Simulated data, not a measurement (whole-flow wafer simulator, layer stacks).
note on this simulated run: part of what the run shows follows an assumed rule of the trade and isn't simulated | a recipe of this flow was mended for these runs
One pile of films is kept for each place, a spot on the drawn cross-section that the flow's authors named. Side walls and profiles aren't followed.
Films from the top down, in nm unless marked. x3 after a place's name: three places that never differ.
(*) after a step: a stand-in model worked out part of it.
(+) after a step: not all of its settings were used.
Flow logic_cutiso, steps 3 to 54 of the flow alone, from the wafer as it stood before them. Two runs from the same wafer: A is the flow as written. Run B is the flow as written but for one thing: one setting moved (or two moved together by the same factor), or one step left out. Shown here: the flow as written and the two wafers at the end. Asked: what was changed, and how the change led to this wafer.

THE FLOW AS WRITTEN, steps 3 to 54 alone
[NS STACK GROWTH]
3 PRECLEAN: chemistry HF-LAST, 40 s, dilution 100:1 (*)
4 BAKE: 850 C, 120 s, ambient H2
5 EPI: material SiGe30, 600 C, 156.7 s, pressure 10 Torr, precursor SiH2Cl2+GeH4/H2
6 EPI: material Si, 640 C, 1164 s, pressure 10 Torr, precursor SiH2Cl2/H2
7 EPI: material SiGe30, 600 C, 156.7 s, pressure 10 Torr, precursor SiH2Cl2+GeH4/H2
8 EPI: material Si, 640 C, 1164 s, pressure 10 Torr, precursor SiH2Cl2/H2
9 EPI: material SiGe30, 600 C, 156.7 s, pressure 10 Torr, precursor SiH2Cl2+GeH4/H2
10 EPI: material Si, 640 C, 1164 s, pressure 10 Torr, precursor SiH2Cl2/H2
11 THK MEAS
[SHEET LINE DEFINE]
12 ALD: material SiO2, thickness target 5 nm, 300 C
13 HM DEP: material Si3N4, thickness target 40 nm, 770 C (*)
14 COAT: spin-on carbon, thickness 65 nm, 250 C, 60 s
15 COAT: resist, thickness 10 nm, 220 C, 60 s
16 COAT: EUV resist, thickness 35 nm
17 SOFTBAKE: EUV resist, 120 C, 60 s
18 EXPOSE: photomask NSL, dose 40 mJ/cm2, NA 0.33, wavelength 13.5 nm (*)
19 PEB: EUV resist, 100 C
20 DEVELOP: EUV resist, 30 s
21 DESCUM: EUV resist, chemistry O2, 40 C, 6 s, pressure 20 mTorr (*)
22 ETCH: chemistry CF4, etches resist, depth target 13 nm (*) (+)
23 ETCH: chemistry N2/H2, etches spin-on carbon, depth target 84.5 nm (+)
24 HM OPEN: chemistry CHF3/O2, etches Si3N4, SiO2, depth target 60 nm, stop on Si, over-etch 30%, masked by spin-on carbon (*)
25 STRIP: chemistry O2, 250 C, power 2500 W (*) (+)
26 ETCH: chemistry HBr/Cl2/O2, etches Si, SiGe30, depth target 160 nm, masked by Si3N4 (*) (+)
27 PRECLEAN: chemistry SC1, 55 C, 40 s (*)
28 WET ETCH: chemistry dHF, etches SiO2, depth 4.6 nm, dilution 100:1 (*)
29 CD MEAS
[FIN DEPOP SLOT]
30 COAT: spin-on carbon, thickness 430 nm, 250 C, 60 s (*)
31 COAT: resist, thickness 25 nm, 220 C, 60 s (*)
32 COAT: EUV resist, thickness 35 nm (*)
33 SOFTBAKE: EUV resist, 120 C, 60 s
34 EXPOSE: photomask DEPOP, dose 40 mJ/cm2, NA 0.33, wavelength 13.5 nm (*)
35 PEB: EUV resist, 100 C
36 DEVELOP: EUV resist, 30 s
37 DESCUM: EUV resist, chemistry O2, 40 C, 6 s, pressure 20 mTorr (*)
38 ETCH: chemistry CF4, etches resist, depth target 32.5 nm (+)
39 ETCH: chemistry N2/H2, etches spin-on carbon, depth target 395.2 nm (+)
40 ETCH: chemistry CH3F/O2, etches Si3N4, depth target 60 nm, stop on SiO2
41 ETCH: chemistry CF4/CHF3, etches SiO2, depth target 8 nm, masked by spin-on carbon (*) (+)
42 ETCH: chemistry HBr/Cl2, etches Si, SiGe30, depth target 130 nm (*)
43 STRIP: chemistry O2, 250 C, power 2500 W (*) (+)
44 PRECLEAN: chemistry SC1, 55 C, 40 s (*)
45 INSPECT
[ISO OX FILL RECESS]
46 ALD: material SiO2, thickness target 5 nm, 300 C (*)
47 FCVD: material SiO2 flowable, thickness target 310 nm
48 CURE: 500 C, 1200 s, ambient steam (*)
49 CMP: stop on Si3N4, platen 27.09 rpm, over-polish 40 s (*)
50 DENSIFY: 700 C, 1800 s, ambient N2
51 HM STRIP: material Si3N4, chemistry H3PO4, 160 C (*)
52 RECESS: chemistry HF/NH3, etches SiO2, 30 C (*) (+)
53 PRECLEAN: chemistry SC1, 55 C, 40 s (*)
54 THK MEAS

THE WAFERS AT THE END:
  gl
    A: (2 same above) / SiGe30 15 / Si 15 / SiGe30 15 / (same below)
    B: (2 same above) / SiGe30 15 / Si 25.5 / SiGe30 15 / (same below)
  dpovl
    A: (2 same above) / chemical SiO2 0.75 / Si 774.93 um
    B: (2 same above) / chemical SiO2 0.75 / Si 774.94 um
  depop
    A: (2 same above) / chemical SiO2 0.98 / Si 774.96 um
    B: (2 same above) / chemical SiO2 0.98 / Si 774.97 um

The cause: step 8, EPI: 652 C was run, where the flow has 640 C.

How the change led to this, step by step:
  8 EPI: material Si, 640 C, 1164 s, pressure 10 Torr, precursor SiH2Cl2/H2
      depop, dpovl, gfld and 19 more: A Si +15 (new film) | B Si +25.5 (new film)
  26 ETCH: chemistry HBr/Cl2/O2, etches Si, SiGe30, depth target 160 nm, masked by Si3N4 (*) (+)
      dpovl, gfld, gxf, iso, isow, lnri, nsgap: A chemical SiO2 -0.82 (all of it), Si -12 (all of it), SiGe30 -15 (all of it), Si -15 (all of it), SiGe30 -15 (all of it), Si -15 (all of it), SiGe30 -15 (all of it), Si -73 | B chemical SiO2 -0.82 (all of it), Si -12 (all of it), SiGe30 -15 (all of it), Si -25.5 (all of it), SiGe30 -15 (all of it), Si -15 (all of it), SiGe30 -15 (all of it), Si -62.5
  42 ETCH: chemistry HBr/Cl2, etches Si, SiGe30, depth target 130 nm (*)
      depop: A Si -13.8 (all of it), SiGe30 -15 (all of it), Si -15 (all of it), SiGe30 -15 (all of it), Si -15 (all of it), SiGe30 -15 (all of it), Si -41.2 | B Si -13.8 (all of it), SiGe30 -15 (all of it), Si -25.5 (all of it), SiGe30 -15 (all of it), Si -15 (all of it), SiGe30 -15 (all of it), Si -30.7
